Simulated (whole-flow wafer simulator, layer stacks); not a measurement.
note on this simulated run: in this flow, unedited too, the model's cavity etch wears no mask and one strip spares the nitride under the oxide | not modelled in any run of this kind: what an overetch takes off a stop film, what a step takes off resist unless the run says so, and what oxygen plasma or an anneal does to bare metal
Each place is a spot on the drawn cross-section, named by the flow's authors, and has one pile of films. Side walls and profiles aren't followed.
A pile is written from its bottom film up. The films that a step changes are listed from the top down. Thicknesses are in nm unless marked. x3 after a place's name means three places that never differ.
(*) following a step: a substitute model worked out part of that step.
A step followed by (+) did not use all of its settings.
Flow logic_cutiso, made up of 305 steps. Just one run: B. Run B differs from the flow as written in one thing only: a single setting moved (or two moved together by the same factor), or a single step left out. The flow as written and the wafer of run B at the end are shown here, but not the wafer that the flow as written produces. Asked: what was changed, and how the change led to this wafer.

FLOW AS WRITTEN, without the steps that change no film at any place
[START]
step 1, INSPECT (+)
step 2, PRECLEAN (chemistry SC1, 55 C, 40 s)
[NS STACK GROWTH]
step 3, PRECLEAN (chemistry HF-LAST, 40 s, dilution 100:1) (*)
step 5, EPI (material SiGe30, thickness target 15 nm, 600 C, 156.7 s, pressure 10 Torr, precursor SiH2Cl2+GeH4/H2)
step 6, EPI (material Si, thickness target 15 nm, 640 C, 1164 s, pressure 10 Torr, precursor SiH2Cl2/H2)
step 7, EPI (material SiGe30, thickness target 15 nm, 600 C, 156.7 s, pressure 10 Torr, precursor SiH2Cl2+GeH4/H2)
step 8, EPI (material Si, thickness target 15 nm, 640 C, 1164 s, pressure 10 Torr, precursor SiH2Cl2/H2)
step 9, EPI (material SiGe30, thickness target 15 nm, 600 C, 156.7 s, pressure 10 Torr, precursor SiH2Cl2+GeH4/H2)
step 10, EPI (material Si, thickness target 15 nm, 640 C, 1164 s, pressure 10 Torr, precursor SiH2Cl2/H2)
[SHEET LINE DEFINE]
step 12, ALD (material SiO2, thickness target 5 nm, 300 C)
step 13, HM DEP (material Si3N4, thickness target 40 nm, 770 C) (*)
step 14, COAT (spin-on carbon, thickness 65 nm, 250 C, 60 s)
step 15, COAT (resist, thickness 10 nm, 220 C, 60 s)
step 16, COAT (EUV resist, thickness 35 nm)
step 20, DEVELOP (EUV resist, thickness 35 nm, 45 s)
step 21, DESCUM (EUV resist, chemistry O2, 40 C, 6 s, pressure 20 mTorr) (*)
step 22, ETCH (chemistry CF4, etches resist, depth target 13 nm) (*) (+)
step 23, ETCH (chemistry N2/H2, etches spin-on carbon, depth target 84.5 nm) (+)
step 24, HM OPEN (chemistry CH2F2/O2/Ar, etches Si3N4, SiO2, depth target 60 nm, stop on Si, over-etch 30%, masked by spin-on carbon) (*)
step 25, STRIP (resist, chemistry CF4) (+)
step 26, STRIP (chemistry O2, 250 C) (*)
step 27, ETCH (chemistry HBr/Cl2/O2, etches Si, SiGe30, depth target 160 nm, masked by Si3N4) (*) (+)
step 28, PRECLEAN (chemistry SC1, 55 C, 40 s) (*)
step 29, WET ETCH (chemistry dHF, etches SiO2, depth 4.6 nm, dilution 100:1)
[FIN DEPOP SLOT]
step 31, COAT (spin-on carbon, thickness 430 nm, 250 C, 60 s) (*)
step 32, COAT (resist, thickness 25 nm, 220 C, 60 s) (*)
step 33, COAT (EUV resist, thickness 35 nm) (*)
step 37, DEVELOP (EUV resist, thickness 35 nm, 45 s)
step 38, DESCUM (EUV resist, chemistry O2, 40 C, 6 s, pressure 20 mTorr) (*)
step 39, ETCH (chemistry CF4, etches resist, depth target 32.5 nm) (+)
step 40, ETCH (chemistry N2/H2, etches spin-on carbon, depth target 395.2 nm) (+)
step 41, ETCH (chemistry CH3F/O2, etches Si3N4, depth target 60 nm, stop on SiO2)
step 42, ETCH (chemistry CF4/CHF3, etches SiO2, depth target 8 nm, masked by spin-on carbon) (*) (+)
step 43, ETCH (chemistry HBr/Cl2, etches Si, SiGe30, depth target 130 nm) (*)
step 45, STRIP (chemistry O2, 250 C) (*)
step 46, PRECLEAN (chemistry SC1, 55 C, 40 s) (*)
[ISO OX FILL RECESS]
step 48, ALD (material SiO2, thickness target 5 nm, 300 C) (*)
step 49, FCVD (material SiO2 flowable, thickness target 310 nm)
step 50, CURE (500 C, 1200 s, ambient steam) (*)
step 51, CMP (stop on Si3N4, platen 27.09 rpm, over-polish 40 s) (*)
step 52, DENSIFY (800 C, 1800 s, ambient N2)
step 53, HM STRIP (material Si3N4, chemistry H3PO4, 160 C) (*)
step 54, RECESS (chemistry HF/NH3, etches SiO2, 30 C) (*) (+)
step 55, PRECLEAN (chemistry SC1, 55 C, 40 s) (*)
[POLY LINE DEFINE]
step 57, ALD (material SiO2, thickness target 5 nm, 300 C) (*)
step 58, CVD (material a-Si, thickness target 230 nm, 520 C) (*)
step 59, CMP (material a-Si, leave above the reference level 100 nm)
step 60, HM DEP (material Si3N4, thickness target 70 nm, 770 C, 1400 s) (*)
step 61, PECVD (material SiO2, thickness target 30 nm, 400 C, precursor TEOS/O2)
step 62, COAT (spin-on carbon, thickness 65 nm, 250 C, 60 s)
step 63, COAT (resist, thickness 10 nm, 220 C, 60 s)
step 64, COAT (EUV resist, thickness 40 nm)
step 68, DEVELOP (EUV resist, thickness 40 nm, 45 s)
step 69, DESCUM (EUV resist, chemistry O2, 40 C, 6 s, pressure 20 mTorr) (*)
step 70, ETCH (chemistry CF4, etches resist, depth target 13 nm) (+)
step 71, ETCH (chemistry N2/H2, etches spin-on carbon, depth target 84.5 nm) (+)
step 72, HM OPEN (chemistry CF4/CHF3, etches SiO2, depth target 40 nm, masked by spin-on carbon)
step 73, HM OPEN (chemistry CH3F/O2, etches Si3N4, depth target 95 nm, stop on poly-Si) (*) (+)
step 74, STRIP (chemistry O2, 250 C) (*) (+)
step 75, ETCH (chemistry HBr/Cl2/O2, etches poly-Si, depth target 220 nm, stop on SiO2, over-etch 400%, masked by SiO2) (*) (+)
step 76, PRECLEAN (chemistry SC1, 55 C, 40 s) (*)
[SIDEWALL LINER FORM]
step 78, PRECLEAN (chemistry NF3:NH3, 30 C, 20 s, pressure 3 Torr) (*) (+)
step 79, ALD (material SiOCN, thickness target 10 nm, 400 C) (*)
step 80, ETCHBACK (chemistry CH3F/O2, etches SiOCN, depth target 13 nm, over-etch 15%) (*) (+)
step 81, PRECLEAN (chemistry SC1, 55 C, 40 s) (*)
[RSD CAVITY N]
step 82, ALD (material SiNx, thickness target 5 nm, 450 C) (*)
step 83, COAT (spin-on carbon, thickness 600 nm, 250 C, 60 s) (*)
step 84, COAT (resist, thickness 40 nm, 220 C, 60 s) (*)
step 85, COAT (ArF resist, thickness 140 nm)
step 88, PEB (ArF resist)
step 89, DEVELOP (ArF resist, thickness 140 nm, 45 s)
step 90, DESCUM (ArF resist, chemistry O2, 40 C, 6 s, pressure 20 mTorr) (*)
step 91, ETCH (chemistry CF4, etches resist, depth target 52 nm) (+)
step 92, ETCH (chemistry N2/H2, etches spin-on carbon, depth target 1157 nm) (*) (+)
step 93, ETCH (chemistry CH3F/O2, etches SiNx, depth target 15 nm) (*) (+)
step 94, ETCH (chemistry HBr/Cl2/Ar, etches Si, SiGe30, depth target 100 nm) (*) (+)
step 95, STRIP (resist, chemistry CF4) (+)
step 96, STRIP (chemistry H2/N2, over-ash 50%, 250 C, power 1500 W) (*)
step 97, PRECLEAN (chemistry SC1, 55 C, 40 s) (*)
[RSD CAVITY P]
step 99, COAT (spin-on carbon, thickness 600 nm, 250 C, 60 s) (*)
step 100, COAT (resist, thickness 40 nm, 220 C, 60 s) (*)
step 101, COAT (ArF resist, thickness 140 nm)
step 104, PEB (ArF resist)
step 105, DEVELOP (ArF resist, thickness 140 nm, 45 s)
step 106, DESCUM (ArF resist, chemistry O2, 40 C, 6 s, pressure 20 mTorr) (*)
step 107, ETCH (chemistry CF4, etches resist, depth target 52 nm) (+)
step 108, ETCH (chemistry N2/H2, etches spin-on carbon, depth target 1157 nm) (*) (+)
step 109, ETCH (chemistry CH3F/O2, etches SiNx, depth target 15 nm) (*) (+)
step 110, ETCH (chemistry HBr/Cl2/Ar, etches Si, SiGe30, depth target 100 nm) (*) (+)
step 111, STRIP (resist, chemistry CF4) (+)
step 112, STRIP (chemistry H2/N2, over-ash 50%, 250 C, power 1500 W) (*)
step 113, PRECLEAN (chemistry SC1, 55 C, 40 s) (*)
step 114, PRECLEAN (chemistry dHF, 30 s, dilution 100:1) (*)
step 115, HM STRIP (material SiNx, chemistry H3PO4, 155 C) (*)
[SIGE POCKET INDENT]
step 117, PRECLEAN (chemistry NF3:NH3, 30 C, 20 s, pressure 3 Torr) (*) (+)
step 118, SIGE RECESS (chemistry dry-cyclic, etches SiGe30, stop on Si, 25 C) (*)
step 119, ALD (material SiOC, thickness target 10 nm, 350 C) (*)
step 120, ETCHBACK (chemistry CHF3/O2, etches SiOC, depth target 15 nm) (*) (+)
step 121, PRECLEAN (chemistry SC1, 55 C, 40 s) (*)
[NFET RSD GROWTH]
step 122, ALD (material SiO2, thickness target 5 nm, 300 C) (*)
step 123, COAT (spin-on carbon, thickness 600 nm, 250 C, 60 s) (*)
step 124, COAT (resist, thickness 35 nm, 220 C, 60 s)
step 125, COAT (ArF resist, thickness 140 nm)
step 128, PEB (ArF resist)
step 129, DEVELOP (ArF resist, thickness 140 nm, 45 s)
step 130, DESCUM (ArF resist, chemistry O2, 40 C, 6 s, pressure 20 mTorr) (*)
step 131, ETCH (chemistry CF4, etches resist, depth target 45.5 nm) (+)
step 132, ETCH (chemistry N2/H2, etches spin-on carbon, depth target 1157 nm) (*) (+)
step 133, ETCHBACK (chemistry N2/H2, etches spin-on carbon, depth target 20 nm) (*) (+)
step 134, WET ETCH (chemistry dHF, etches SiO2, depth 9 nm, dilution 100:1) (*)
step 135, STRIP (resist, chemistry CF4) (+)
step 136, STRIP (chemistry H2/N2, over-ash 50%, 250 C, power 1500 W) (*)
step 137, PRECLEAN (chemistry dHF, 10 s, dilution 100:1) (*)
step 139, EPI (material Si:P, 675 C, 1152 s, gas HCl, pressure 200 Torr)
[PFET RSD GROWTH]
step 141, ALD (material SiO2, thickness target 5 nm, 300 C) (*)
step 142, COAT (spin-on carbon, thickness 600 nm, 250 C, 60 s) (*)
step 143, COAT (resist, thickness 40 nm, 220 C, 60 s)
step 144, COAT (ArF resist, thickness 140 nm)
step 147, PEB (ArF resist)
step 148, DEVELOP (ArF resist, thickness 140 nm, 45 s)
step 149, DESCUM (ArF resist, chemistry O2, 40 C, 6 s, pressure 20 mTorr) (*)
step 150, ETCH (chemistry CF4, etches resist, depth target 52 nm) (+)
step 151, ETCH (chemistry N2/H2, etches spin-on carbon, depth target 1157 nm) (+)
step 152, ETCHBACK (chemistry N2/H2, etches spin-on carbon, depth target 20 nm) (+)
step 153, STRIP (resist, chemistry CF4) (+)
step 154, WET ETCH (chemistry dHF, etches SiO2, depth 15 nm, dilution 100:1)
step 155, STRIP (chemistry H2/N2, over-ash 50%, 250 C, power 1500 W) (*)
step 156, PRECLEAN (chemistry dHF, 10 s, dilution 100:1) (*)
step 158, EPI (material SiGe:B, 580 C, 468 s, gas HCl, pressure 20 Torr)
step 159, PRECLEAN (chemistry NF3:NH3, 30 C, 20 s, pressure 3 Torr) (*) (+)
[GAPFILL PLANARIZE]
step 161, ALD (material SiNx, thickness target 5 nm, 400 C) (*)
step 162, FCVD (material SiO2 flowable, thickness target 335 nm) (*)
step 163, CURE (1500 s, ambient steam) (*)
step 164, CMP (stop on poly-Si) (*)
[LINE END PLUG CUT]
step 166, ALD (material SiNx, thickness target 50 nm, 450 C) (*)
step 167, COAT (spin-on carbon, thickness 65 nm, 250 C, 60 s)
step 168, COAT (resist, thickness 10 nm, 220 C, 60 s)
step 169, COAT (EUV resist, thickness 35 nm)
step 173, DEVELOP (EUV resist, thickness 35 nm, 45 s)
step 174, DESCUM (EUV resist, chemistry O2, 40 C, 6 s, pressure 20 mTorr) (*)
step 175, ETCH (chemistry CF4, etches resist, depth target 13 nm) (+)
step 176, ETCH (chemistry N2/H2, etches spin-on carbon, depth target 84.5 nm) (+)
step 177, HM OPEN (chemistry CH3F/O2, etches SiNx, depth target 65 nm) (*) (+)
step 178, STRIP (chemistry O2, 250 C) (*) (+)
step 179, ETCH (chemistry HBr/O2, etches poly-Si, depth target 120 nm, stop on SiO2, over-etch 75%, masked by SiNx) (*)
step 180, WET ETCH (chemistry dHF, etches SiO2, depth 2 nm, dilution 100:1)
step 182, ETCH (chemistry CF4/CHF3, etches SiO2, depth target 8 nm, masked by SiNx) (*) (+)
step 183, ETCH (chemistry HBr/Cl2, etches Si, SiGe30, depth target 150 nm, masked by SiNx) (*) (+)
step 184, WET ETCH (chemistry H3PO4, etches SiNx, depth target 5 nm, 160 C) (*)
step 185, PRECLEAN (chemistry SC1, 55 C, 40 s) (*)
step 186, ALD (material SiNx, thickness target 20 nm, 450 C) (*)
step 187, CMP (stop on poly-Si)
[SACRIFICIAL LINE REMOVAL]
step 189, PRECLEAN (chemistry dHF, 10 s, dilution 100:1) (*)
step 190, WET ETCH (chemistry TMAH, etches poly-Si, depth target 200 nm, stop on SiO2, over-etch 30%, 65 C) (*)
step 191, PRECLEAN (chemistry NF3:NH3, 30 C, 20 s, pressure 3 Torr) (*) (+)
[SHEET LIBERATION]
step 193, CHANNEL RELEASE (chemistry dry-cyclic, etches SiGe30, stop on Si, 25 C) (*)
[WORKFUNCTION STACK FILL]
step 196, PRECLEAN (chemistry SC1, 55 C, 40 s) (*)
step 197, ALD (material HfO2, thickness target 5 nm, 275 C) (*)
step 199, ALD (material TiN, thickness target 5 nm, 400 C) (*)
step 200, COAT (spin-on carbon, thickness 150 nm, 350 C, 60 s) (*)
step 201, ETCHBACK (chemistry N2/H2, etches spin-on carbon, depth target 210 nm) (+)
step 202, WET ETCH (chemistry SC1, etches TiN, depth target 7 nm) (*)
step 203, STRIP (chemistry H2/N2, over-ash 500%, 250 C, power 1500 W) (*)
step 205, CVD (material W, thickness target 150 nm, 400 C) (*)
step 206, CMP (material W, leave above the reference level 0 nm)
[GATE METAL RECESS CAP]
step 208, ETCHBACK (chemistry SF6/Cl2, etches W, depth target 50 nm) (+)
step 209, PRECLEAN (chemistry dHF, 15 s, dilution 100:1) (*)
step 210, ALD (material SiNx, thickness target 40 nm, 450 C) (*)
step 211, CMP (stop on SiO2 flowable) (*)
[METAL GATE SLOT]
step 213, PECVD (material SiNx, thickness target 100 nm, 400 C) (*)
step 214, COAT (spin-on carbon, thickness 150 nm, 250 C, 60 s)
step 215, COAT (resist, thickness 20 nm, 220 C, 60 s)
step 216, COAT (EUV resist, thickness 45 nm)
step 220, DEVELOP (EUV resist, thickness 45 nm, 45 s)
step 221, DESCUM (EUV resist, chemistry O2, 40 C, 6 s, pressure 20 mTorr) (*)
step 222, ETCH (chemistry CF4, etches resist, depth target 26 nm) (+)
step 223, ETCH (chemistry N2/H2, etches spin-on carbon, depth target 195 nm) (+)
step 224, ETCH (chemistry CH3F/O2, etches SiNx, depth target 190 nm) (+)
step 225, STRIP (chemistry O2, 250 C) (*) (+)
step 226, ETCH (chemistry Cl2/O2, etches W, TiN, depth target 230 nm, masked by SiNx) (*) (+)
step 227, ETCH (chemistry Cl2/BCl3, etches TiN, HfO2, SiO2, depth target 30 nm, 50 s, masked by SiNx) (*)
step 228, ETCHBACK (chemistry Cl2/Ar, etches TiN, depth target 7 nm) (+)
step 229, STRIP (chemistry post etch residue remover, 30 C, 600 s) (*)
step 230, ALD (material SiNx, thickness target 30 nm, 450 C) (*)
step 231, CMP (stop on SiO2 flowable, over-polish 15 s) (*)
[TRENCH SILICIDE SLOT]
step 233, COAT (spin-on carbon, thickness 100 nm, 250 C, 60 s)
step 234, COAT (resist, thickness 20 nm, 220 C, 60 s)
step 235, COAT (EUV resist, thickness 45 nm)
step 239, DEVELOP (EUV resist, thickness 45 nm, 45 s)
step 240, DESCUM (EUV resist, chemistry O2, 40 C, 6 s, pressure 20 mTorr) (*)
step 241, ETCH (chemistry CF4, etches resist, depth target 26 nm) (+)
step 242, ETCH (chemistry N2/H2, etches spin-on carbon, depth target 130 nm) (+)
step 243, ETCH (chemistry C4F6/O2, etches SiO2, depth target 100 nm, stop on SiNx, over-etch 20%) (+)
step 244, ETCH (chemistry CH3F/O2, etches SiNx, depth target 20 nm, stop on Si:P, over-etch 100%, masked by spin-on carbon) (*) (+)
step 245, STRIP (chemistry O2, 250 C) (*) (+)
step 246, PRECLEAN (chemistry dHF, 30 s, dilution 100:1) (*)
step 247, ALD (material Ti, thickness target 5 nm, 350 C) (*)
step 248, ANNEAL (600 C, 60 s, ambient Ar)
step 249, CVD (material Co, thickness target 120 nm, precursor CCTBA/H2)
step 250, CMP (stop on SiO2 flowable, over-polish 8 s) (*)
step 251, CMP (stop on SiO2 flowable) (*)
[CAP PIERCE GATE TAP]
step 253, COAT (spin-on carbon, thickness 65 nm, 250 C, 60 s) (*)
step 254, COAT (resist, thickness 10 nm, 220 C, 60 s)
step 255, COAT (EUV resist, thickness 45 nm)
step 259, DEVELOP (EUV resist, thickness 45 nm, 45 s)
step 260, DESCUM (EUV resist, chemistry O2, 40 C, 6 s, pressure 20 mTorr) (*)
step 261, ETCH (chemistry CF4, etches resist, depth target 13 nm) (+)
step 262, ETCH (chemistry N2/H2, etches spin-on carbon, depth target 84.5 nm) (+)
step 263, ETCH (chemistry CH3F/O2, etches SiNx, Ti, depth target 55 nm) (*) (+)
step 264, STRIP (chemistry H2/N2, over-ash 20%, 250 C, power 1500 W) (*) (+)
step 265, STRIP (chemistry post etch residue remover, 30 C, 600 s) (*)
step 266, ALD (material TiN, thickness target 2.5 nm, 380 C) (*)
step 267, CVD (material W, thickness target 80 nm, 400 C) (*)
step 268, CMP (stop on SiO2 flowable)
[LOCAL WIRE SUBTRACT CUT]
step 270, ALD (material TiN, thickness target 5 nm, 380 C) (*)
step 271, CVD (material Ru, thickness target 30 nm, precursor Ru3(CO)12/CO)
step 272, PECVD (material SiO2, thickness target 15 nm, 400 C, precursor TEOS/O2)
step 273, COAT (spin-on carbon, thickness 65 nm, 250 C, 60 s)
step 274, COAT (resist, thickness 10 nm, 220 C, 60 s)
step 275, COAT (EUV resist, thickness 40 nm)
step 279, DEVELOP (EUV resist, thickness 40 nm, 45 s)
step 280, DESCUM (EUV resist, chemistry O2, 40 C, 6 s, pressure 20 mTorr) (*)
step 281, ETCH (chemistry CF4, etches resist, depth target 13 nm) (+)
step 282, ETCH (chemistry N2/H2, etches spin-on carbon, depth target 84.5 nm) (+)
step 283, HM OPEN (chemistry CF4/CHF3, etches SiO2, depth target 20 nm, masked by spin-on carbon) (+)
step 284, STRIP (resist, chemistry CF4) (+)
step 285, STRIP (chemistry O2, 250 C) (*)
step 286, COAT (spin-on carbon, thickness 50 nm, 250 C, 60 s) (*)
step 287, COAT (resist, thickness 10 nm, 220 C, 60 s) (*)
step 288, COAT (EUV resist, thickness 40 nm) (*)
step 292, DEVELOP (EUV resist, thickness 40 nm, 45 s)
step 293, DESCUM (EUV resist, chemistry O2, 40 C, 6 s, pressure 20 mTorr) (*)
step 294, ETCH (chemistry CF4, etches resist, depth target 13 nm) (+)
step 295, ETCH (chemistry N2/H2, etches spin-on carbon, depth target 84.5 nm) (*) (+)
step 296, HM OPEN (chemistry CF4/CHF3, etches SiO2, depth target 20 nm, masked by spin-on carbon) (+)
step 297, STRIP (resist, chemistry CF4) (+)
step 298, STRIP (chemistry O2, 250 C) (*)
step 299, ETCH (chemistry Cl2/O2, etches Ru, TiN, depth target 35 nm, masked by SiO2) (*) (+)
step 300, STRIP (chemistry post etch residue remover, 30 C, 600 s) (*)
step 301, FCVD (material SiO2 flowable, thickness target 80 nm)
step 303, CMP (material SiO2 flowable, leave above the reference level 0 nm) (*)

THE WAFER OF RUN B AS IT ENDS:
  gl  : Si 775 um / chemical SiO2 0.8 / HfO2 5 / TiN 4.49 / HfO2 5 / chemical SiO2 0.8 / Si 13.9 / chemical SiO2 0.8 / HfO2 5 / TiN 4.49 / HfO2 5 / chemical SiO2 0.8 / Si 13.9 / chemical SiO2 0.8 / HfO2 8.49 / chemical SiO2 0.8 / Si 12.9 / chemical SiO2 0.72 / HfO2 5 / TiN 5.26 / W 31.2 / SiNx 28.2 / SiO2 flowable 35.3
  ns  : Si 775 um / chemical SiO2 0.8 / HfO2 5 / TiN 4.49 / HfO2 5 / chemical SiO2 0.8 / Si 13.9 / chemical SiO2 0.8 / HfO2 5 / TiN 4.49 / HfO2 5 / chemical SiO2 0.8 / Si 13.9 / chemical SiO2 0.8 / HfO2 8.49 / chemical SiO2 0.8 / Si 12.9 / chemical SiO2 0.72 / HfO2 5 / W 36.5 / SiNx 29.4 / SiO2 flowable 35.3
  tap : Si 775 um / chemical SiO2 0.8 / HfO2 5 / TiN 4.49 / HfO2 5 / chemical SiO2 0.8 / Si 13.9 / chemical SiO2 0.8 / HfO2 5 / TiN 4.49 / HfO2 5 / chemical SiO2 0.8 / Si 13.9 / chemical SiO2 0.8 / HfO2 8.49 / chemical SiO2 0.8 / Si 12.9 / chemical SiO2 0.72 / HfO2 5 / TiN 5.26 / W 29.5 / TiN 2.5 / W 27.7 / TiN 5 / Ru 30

The reason: step 9, EPI: thickness target 9 nm was run, while the flow as written has thickness target 15 nm; step 9, EPI: 94 s was run, where the flow has 156.7 s.

The path from the change to this, step by step:
  step 9, EPI (material SiGe30, thickness target 15 nm, 600 C, 156.7 s, pressure 10 Torr, precursor SiH2Cl2+GeH4/H2)
      depop, dpovl, gfld and 19 more: +9 SiGe30 (new film) (it would be, as written: +15 SiGe30 (new film))
  step 27, ETCH (chemistry HBr/Cl2/O2, etches Si, SiGe30, depth target 160 nm, masked by Si3N4) (*) (+)
      gfld, gxf, iso, lnri: -0.79 chemical SiO2 (all of it), -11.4 Si (all of it), -9 SiGe30 (all of it), -15 Si (all of it), -15 SiGe30 (all of it), -15 Si (all of it), -15 SiGe30 (all of it), -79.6 Si (it would be, as written: -0.79 chemical SiO2 (all of it), -11.4 Si (all of it), -15 SiGe30 (all of it), -15 Si (all of it), -15 SiGe30 (all of it), -15 Si (all of it), -15 SiGe30 (all of it), -73.6 Si)
      dpovl, nsgap: -0.79 chemical SiO2 (all of it), -11.8 Si (all of it), -9 SiGe30 (all of it), -15 Si (all of it), -15 SiGe30 (all of it), -15 Si (all of it), -15 SiGe30 (all of it), -79.2 Si (it would be, as written: -0.79 chemical SiO2 (all of it), -11.8 Si (all of it), -15 SiGe30 (all of it), -15 Si (all of it), -15 SiGe30 (all of it), -15 Si (all of it), -15 SiGe30 (all of it), -73.2 Si)
      (also at 1 further place)
  step 43, ETCH (chemistry HBr/Cl2, etches Si, SiGe30, depth target 130 nm) (*)
      depop: -14 Si (all of it), -9 SiGe30 (all of it), -15 Si (all of it), -15 SiGe30 (all of it), -15 Si (all of it), -15 SiGe30 (all of it), -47 Si (it would be, as written: -14 Si (all of it), -15 SiGe30 (all of it), -15 Si (all of it), -15 SiGe30 (all of it), -15 Si (all of it), -15 SiGe30 (all of it), -41 Si)
  step 94, ETCH (chemistry HBr/Cl2/Ar, etches Si, SiGe30, depth target 100 nm) (*) (+)
      rsdn, rsdx: -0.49 chemical SiO2 (all of it), -12.8 Si (all of it), -9 SiGe30 (all of it), -15 Si (all of it), -15 SiGe30 (all of it), -15 Si (all of it), -15 SiGe30 (all of it), -18.2 Si (it would be, as written: -0.49 chemical SiO2 (all of it), -12.8 Si (all of it), -15 SiGe30 (all of it), -15 Si (all of it), -15 SiGe30 (all of it), -15 Si (all of it), -15 SiGe30 (all of it), -12.2 Si)
  step 110, ETCH (chemistry HBr/Cl2/Ar, etches Si, SiGe30, depth target 100 nm) (*) (+)
      rsdp, rsdw: -0.49 chemical SiO2 (all of it), -12.8 Si (all of it), -9 SiGe30 (all of it), -15 Si (all of it), -15 SiGe30 (all of it), -15 Si (all of it), -15 SiGe30 (all of it), -18.2 Si (it would be, as written: -0.49 chemical SiO2 (all of it), -12.8 Si (all of it), -15 SiGe30 (all of it), -15 Si (all of it), -15 SiGe30 (all of it), -15 Si (all of it), -15 SiGe30 (all of it), -12.2 Si)
  step 118, SIGE RECESS (chemistry dry-cyclic, etches SiGe30, stop on Si, 25 C) (*)
      lnr, lnrp, lnrt: -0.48 SiOCN, -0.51 Si, +10 cavity (new film), -9 SiGe30 (all of it), -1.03 Si, +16 cavity (new film), -15 SiGe30 (all of it), -1.03 Si, +16 cavity (new film), -15 SiGe30 (all of it), -0.51 Si (it would be, as written: -0.48 SiOCN, -0.51 Si, +16 cavity (new film), -15 SiGe30 (all of it), -1.03 Si, +16 cavity (new film), -15 SiGe30 (all of it), -1.03 Si, +16 cavity (new film), -15 SiGe30 (all of it), -0.51 Si)
  step 119, ALD (material SiOC, thickness target 10 nm, 350 C) (*)
      lnr, lnrp, lnrt: +10 SiOC (new film), +10 SiOC (new film), -10 cavity (all of it), +16 SiOC (new film), -16 cavity (all of it), +16 SiOC (new film), -16 cavity (all of it) (it would be, as written: +10 SiOC (new film), +16 SiOC (new film), -16 cavity (all of it), +16 SiOC (new film), -16 cavity (all of it), +16 SiOC (new film), -16 cavity (all of it))
  step 183, ETCH (chemistry HBr/Cl2, etches Si, SiGe30, depth target 150 nm, masked by SiNx) (*) (+)
      plug: -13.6 Si (all of it), -9 SiGe30 (all of it), -15 Si (all of it), -15 SiGe30 (all of it), -15 Si (all of it), -15 SiGe30 (all of it), -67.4 Si (it would be, as written: -13.6 Si (all of it), -15 SiGe30 (all of it), -15 Si (all of it), -15 SiGe30 (all of it), -15 Si (all of it), -15 SiGe30 (all of it), -61.4 Si)
  step 193, CHANNEL RELEASE (chemistry dry-cyclic, etches SiGe30, stop on Si, 25 C) (*)
      gl, glp, gxn, gxp, ns, tap: +0.8 chemical SiO2 (new film), -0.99 Si, +0.8 chemical SiO2 (new film), +8.49 cavity (new film), +0.8 chemical SiO2 (new film), -9 SiGe30 (all of it), -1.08 Si, +0.8 chemical SiO2 (new film), +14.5 cavity (new film), +0.8 chemical SiO2 (new film), -15 SiGe30 (all of it), -1.08 Si, +0.8 chemical SiO2 (new film), +14.5 cavity (new film), +0.8 chemical SiO2 (new film), -15 SiGe30 (all of it), -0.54 Si (it would be, as written: +0.8 chemical SiO2 (new film), -0.99 Si, +0.8 chemical SiO2 (new film), +14.5 cavity (new film), +0.8 chemical SiO2 (new film), -15 SiGe30 (all of it), -1.08 Si, +0.8 chemical SiO2 (new film), +14.5 cavity (new film), +0.8 chemical SiO2 (new film), -15 SiGe30 (all of it), -1.08 Si, +0.8 chemical SiO2 (new film), +14.5 cavity (new film), +0.8 chemical SiO2 (new film), -15 SiGe30 (all of it), -0.54 Si)
  step 197, ALD (material HfO2, thickness target 5 nm, 275 C) (*)
      gl, glp, gxn, gxp, ns, tap: +5 HfO2 (new film), +8.49 HfO2 (new film), -8.49 cavity (all of it), +5 HfO2 (new film), -10 cavity, +5 HfO2 (new film), +5 HfO2 (new film), -10 cavity, +5 HfO2 (new film) (it would be, as written: +5 HfO2 (new film), +5 HfO2 (new film), -10 cavity, +5 HfO2 (new film), +5 HfO2 (new film), -10 cavity, +5 HfO2 (new film), +5 HfO2 (new film), -10 cavity, +5 HfO2 (new film))
  step 199, ALD (material TiN, thickness target 5 nm, 400 C) (*)
      gl, glp, tap: +5.26 TiN (new film), +4.49 TiN (new film), -4.49 cavity (all of it), +4.49 TiN (new film), -4.49 cavity (all of it) (it would be, as written: +5.26 TiN (new film), +4.49 TiN (new film), -4.49 cavity (all of it), +4.49 TiN (new film), -4.49 cavity (all of it), +4.49 TiN (new film), -4.49 cavity (all of it))
      gxn, gxp, ns: +5 TiN (new film), +4.49 TiN (new film), -4.49 cavity (all of it), +4.49 TiN (new film), -4.49 cavity (all of it) (it would be, as written: +5 TiN (new film), +4.49 TiN (new film), -4.49 cavity (all of it), +4.49 TiN (new film), -4.49 cavity (all of it), +4.49 TiN (new film), -4.49 cavity (all of it))
With metal films that touch counted as one body, gl has 3 bodies (between them, from the top down: HfO2 5 / chemical SiO2 0.72 / Si 12.9 / chemical SiO2 0.8 / HfO2 8.49 / chemical SiO2 0.8 / Si 13.9 / chemical SiO2 0.8 / HfO2 5; HfO2 5 / chemical SiO2 0.8 / Si 13.9 / chemical SiO2 0.8 / HfO2 5); the flow as written gives 4 bodies (between them, from the top down: HfO2 5 / chemical SiO2 0.72 / Si 12.9 / chemical SiO2 0.8 / HfO2 5; HfO2 5 / chemical SiO2 0.8 / Si 13.9 / chemical SiO2 0.8 / HfO2 5; HfO2 5 / chemical SiO2 0.8 / Si 13.9 / chemical SiO2 0.8 / HfO2 5).
With metal films that touch counted as one body, ns has 3 bodies (between them, from the top down: HfO2 5 / chemical SiO2 0.72 / Si 12.9 / chemical SiO2 0.8 / HfO2 8.49 / chemical SiO2 0.8 / Si 13.9 / chemical SiO2 0.8 / HfO2 5; HfO2 5 / chemical SiO2 0.8 / Si 13.9 / chemical SiO2 0.8 / HfO2 5); the flow as written gives 4 bodies (between them, from the top down: HfO2 5 / chemical SiO2 0.72 / Si 12.9 / chemical SiO2 0.8 / HfO2 5; HfO2 5 / chemical SiO2 0.8 / Si 13.9 / chemical SiO2 0.8 / HfO2 5; HfO2 5 / chemical SiO2 0.8 / Si 13.9 / chemical SiO2 0.8 / HfO2 5).
With metal films that touch counted as one body, tap has 3 bodies (between them, from the top down: HfO2 5 / chemical SiO2 0.72 / Si 12.9 / chemical SiO2 0.8 / HfO2 8.49 / chemical SiO2 0.8 / Si 13.9 / chemical SiO2 0.8 / HfO2 5; HfO2 5 / chemical SiO2 0.8 / Si 13.9 / chemical SiO2 0.8 / HfO2 5); the flow as written gives 4 bodies (between them, from the top down: HfO2 5 / chemical SiO2 0.72 / Si 12.9 / chemical SiO2 0.8 / HfO2 5; HfO2 5 / chemical SiO2 0.8 / Si 13.9 / chemical SiO2 0.8 / HfO2 5; HfO2 5 / chemical SiO2 0.8 / Si 13.9 / chemical SiO2 0.8 / HfO2 5).
